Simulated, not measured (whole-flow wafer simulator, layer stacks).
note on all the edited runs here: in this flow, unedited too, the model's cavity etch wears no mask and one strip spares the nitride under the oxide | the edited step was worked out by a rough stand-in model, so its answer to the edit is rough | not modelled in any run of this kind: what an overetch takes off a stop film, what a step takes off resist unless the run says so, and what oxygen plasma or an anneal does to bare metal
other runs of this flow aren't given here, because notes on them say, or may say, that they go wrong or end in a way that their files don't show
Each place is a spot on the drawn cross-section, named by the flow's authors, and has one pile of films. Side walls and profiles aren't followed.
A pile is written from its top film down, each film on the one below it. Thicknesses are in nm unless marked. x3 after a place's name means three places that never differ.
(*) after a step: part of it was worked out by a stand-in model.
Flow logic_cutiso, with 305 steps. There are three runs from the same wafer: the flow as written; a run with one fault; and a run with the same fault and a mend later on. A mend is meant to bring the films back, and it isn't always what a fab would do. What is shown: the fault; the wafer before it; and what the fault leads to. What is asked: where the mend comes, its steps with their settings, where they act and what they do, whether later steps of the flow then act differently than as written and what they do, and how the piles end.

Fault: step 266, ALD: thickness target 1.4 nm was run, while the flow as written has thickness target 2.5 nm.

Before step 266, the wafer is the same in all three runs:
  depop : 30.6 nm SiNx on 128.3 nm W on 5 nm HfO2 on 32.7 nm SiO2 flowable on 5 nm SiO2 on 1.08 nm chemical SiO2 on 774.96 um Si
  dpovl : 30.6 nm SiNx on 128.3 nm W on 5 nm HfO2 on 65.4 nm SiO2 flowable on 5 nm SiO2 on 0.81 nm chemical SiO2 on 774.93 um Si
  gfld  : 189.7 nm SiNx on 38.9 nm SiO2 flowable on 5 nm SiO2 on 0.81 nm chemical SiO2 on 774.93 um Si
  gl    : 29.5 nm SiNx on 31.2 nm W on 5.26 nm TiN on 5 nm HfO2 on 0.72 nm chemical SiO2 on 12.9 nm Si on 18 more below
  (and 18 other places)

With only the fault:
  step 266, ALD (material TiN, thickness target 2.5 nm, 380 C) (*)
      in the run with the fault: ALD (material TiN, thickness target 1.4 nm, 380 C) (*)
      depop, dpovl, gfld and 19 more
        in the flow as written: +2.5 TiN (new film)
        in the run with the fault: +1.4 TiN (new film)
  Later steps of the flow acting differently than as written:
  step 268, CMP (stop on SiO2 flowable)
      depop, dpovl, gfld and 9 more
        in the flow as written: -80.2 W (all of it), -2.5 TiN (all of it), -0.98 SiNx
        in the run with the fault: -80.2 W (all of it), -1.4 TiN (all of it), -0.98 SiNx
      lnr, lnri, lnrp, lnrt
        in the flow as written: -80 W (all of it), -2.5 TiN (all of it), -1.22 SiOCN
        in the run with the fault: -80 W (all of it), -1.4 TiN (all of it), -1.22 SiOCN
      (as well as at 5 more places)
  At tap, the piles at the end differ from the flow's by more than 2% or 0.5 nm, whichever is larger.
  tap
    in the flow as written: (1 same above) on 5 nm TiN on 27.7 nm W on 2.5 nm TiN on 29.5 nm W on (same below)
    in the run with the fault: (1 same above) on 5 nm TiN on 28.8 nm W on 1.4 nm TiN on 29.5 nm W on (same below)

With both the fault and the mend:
  The mend stands after step 266.
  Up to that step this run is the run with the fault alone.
  step 266a, ALD (material TiN, thickness target 1.1 nm, 380 C) (*) (the flow's step 266, run once more with other settings)
      depop, dpovl, gfld and 19 more
        +1.1 TiN
  None of the later steps of the flow acts differently than as written at any place that is followed.
  At every place that both follow, the piles at the end match the flow's.
